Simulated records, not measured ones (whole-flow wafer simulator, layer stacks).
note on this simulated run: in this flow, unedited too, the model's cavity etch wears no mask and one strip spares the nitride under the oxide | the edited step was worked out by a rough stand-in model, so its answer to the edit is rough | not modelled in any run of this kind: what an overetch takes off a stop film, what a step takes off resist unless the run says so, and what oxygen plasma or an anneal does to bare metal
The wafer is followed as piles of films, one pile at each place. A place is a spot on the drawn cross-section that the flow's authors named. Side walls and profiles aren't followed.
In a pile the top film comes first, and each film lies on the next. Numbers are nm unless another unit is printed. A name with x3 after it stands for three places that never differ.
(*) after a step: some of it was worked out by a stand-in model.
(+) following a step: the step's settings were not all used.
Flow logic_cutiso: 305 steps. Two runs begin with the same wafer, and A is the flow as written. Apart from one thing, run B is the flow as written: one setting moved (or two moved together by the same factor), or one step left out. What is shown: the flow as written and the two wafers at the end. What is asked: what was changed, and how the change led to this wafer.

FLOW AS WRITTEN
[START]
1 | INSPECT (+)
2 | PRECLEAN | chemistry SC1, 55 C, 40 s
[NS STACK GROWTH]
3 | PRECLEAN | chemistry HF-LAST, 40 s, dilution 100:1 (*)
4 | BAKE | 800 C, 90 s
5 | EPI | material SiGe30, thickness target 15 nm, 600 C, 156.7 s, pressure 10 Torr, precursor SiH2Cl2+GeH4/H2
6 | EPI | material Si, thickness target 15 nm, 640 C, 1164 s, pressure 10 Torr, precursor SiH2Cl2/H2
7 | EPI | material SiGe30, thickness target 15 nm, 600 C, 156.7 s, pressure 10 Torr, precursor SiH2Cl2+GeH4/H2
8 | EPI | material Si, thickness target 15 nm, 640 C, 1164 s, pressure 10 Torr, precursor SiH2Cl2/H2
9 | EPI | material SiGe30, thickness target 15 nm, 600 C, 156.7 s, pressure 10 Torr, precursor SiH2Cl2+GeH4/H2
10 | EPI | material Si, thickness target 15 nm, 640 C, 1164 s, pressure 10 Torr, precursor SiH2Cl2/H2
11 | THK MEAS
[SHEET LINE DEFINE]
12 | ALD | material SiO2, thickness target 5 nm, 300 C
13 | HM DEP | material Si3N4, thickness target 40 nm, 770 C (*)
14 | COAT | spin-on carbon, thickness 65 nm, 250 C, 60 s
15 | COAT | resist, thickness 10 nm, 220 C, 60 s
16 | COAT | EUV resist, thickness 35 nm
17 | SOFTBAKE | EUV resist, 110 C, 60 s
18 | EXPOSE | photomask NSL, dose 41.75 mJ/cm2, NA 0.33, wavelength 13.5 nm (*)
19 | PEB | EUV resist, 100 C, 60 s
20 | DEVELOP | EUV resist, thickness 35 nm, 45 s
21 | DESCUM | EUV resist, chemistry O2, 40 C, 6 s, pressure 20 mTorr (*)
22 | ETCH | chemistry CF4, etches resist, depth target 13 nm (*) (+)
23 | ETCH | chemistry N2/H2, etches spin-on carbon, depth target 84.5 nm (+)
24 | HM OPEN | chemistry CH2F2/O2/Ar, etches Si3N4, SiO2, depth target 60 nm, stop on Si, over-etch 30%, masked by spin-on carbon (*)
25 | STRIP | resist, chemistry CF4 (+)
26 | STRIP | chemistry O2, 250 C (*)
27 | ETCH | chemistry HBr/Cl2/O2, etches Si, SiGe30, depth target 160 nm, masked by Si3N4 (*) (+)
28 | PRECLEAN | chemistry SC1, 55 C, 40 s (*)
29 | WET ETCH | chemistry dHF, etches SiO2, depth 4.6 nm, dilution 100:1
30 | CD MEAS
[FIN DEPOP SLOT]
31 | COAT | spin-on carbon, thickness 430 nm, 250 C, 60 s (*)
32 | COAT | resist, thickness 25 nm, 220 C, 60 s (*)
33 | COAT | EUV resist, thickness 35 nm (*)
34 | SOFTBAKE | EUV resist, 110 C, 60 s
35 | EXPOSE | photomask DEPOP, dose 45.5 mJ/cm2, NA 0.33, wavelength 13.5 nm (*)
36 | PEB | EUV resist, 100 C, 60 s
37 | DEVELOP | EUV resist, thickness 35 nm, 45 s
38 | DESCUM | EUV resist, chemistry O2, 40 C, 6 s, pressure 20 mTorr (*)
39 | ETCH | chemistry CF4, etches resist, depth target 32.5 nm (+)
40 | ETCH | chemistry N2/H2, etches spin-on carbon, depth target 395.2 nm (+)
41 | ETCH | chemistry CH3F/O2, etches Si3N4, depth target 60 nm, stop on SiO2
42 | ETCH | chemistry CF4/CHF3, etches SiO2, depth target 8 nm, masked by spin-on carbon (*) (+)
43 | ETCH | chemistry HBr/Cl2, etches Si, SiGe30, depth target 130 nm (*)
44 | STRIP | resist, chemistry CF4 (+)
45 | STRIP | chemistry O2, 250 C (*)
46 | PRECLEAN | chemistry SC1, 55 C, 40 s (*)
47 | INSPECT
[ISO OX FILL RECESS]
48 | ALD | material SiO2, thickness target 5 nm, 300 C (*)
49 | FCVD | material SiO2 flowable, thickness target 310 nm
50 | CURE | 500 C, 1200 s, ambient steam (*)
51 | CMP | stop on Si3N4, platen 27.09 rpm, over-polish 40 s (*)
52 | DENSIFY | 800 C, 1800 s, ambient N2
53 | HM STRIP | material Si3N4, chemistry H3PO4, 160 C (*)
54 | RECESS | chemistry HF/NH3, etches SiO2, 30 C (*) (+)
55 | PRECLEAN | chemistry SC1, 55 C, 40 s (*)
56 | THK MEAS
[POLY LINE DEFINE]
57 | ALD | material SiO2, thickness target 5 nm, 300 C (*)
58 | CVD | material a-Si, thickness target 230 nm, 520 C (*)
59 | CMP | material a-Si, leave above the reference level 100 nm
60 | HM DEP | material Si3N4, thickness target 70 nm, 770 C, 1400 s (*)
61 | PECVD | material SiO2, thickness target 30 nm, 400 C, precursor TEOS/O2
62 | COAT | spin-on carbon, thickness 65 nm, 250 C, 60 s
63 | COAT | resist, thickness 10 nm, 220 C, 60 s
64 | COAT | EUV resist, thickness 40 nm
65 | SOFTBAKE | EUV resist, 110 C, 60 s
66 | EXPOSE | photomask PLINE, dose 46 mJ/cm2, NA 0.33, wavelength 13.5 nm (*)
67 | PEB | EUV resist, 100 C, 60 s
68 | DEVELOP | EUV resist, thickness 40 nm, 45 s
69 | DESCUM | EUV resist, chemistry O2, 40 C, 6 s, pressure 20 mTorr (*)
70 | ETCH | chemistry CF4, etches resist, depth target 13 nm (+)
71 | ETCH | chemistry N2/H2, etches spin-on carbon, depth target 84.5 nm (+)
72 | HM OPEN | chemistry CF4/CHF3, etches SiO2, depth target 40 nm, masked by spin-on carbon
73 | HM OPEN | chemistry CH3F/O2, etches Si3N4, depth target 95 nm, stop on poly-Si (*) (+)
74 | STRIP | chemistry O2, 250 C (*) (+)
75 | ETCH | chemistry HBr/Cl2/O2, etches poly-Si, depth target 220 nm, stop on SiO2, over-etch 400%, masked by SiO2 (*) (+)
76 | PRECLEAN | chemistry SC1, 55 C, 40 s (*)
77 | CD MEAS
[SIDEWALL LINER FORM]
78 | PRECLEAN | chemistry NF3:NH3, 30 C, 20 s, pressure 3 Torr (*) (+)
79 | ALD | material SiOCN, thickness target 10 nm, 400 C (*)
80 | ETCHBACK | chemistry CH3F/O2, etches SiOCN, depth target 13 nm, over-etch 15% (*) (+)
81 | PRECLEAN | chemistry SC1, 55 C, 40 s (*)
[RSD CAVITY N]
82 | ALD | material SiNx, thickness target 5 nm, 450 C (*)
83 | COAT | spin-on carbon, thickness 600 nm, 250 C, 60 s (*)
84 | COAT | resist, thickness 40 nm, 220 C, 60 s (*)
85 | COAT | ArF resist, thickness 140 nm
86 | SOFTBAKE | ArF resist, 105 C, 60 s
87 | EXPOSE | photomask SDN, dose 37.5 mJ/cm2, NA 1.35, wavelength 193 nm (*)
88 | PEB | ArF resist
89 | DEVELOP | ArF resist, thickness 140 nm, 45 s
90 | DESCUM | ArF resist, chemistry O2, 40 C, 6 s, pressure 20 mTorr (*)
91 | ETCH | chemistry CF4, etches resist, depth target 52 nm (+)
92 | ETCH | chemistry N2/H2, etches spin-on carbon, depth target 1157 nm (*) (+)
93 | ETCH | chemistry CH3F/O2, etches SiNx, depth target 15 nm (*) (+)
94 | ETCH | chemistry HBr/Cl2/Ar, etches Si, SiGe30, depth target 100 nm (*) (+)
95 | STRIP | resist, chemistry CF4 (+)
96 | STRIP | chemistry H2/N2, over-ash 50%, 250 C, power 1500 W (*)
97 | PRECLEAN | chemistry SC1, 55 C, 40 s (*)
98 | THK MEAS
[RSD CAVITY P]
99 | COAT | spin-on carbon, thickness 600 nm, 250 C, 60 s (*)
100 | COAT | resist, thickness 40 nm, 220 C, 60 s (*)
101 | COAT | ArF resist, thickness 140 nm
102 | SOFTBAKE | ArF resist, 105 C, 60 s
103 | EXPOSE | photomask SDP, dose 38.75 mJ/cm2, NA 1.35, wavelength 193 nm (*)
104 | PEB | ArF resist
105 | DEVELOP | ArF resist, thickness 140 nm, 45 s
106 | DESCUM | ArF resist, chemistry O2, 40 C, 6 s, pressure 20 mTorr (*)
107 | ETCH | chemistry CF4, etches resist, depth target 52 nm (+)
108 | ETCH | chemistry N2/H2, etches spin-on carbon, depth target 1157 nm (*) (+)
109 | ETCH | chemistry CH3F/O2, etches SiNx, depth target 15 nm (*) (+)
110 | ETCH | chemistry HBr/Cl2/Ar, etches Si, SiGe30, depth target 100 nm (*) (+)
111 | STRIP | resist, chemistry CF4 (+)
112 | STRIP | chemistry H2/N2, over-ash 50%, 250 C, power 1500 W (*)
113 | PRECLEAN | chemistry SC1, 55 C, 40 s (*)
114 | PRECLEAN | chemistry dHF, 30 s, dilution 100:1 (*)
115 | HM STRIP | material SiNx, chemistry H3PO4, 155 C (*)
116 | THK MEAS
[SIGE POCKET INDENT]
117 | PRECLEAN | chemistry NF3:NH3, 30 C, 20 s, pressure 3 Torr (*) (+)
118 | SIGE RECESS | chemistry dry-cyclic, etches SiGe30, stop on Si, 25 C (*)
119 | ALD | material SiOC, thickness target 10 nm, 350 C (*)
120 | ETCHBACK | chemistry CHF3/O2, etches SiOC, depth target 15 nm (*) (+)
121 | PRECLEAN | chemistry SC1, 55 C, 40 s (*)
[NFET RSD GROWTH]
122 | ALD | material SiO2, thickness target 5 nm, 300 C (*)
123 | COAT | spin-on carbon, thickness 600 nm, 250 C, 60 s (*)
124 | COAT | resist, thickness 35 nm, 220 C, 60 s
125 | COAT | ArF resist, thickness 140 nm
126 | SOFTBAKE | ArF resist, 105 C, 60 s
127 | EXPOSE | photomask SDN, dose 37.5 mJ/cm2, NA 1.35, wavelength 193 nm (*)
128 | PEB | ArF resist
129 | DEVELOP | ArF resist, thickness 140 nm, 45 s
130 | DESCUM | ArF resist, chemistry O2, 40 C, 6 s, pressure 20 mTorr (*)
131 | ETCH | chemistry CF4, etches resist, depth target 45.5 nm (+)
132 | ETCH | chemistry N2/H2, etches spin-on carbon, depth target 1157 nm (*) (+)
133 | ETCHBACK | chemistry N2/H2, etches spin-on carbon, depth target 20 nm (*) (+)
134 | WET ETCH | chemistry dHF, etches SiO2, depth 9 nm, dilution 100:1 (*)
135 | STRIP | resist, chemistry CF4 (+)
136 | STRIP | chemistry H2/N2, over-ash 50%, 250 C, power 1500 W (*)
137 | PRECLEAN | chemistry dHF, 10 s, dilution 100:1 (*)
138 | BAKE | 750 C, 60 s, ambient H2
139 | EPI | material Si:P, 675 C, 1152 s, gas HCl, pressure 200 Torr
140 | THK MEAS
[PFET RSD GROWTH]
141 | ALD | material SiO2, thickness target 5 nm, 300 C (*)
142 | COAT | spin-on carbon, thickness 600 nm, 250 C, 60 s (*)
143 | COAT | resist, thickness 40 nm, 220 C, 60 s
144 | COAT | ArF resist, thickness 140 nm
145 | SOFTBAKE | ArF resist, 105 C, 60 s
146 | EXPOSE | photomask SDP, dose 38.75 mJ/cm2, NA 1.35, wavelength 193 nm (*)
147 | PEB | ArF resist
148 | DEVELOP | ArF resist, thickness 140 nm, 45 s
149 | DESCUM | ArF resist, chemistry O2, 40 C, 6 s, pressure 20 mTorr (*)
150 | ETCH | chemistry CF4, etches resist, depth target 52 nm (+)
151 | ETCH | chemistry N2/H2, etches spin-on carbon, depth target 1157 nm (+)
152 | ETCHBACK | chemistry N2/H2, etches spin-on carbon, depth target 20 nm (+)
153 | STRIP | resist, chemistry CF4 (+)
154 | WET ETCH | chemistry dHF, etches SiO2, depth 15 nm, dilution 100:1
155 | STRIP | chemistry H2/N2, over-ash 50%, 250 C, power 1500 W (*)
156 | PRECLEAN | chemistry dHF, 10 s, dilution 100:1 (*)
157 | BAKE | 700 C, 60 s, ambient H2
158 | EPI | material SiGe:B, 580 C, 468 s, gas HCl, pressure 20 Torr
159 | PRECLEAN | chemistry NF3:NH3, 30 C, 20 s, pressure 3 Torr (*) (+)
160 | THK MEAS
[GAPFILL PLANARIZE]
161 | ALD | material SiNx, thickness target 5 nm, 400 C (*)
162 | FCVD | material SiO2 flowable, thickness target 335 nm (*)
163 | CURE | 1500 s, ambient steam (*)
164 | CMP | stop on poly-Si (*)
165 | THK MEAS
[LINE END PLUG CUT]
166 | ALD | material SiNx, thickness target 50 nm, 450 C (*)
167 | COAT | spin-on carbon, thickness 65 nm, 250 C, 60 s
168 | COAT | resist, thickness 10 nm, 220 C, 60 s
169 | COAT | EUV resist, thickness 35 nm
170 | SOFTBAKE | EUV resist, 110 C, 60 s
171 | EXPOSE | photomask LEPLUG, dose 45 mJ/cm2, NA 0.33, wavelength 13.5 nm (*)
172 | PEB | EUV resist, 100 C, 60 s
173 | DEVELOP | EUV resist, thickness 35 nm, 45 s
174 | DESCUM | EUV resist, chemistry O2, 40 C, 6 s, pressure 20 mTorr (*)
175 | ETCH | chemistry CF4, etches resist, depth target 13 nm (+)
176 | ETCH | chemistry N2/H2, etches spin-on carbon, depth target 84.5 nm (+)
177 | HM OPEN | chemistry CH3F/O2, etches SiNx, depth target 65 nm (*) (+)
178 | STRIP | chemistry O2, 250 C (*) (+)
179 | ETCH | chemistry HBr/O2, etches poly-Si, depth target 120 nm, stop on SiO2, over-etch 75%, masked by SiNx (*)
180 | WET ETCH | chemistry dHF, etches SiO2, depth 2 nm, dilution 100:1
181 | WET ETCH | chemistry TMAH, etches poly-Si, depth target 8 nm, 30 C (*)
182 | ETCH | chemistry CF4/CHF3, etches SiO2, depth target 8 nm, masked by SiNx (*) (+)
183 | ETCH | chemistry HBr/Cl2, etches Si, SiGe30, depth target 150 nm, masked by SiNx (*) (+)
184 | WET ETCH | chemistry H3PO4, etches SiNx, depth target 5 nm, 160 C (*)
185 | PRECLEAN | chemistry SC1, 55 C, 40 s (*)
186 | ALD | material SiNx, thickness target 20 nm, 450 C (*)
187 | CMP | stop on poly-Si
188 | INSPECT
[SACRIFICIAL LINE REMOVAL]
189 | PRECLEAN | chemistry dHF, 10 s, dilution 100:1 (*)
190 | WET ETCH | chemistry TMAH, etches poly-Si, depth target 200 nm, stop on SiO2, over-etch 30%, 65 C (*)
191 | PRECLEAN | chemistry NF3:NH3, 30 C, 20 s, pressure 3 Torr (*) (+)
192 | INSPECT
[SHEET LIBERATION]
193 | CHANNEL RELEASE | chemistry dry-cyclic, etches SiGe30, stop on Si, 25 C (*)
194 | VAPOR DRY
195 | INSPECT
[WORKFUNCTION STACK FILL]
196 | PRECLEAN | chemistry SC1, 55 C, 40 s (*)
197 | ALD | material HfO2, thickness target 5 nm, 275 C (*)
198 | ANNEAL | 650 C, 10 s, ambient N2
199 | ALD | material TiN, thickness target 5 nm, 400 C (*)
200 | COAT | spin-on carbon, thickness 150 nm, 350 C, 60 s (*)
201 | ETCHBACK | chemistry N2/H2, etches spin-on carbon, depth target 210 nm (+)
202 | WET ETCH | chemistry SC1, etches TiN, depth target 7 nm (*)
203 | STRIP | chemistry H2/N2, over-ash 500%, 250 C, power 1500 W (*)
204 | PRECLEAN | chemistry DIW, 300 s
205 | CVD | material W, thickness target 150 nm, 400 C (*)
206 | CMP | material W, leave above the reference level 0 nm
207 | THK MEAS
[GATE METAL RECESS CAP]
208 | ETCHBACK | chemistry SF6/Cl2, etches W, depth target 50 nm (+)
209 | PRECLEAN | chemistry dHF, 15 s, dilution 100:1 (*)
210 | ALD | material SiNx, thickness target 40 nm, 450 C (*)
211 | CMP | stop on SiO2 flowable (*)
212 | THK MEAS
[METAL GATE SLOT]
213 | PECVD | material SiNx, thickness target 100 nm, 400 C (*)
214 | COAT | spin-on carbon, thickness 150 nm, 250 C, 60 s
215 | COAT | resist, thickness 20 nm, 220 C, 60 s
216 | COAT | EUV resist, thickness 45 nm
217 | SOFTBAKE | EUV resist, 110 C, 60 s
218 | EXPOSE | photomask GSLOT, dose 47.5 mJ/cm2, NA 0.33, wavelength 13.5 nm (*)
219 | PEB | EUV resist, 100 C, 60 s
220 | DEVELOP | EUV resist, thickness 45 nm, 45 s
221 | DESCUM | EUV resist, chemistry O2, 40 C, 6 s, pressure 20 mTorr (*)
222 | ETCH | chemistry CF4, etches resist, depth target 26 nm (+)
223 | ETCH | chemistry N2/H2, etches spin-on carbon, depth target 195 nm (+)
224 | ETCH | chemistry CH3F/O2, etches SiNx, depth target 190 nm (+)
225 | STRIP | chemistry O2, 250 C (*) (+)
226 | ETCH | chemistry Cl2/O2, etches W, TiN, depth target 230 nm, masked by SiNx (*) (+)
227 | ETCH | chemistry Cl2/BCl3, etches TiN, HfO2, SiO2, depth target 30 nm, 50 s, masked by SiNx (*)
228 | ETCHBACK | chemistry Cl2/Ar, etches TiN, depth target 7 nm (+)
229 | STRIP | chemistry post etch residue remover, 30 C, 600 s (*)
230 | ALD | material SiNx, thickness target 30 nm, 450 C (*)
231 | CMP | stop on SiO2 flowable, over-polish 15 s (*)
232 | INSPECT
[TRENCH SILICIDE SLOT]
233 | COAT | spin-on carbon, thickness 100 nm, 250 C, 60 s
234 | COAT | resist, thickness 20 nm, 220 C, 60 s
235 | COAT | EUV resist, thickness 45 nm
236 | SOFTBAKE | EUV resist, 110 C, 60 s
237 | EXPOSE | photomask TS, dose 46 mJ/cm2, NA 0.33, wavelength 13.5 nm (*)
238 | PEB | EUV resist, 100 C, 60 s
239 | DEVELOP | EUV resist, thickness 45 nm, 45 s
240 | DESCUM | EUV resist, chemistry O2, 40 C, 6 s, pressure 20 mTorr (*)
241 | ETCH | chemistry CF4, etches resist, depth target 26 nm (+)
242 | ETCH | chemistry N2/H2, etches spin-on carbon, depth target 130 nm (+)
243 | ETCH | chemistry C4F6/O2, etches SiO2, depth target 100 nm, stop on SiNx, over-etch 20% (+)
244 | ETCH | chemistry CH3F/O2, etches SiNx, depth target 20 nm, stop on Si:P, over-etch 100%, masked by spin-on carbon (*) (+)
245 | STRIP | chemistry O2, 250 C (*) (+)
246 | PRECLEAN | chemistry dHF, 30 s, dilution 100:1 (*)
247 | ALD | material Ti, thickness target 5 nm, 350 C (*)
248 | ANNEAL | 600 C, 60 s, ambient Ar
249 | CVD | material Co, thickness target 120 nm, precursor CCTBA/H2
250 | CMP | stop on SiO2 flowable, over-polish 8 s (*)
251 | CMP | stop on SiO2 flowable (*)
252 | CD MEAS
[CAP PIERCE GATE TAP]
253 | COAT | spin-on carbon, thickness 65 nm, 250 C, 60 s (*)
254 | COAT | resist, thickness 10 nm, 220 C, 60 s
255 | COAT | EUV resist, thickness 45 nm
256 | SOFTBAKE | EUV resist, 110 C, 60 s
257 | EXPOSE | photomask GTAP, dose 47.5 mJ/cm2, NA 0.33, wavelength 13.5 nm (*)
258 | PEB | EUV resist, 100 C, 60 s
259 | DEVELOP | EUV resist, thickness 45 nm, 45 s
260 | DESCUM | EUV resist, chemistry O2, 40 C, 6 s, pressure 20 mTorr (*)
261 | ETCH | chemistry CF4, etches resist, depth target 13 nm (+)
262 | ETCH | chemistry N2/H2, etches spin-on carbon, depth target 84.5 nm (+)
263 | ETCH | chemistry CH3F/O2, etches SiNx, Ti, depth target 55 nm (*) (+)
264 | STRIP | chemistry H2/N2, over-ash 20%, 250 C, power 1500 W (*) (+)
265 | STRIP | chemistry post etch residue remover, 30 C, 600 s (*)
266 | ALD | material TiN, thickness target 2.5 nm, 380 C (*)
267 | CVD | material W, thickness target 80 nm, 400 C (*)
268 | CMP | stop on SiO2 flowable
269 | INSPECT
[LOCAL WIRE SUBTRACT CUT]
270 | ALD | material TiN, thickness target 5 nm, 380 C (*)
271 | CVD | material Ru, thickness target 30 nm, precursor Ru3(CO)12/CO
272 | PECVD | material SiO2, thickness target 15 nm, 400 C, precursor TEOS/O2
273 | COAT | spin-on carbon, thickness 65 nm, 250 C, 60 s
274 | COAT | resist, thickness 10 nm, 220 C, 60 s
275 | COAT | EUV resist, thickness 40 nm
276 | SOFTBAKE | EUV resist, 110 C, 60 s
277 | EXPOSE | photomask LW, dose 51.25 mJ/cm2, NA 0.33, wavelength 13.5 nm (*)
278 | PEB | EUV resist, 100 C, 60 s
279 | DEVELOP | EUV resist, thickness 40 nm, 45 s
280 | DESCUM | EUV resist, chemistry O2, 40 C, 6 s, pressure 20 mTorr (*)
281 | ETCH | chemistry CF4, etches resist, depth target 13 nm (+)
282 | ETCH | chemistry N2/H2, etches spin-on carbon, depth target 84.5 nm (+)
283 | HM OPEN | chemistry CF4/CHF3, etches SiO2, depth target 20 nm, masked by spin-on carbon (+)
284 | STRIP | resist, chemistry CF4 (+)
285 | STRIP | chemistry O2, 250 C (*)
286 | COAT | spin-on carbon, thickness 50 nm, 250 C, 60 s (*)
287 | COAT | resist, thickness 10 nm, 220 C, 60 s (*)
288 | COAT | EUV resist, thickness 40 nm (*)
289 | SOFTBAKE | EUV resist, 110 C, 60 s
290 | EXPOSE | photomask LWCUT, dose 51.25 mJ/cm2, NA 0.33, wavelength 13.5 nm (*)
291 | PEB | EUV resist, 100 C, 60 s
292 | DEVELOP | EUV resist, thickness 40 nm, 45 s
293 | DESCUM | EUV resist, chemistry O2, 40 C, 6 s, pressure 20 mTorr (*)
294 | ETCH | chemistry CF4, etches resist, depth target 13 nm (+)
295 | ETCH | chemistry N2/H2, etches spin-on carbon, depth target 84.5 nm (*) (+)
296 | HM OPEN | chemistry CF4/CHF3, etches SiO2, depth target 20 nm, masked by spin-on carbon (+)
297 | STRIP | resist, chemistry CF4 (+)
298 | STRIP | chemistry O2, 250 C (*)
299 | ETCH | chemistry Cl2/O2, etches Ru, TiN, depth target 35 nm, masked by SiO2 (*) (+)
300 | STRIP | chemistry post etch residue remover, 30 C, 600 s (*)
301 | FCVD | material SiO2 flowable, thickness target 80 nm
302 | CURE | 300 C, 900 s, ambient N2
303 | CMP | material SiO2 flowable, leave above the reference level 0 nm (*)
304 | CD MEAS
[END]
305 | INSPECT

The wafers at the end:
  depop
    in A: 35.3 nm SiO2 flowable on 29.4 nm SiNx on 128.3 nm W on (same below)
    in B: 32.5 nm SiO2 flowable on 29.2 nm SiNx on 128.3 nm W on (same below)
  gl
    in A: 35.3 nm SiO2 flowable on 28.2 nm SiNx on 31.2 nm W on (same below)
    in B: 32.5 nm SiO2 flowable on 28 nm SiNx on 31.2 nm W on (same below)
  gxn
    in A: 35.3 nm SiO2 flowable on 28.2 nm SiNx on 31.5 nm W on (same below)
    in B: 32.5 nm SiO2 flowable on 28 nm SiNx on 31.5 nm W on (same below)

Cause: step 270, ALD: thickness target 2 nm was run, though the flow has thickness target 5 nm.

Step by step, how the change led to this:
  270 | ALD | material TiN, thickness target 5 nm, 380 C (*)
      depop, dpovl, gfld and 19 more: A TiN gains 5 (new film) | B TiN gains 2 (new film)
  299 | ETCH | chemistry Cl2/O2, etches Ru, TiN, depth target 35 nm, masked by SiO2 (*) (+)
      depop, dpovl, gfld and 9 more: A Ru loses 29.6 (all of it), TiN loses 5 (all of it) | B Ru loses 29.6 (all of it), TiN loses 2 (all of it), SiNx loses 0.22
      iso, rsdx: A Ru loses 29.6 (all of it), TiN loses 5 (all of it) | B Ru loses 29.6 (all of it), TiN loses 2 (all of it), SiO2 flowable loses 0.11
      (and at 4 other places as well)
  301 | FCVD | material SiO2 flowable, thickness target 80 nm
      lnrt, rsdn, rsdp, tap: A SiO2 flowable gains 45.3 (new film) | B SiO2 flowable gains 47.4 (new film)
  303 | CMP | material SiO2 flowable, leave above the reference level 0 nm (*)
      gfld, gl, glp and 10 more: A SiO2 flowable loses 59.2 | B SiO2 flowable loses 61.2
      depop, dpovl, isow, ns, nsgap: A SiO2 flowable loses 44.7 | B SiO2 flowable loses 47.5
      (and at 4 other places as well)
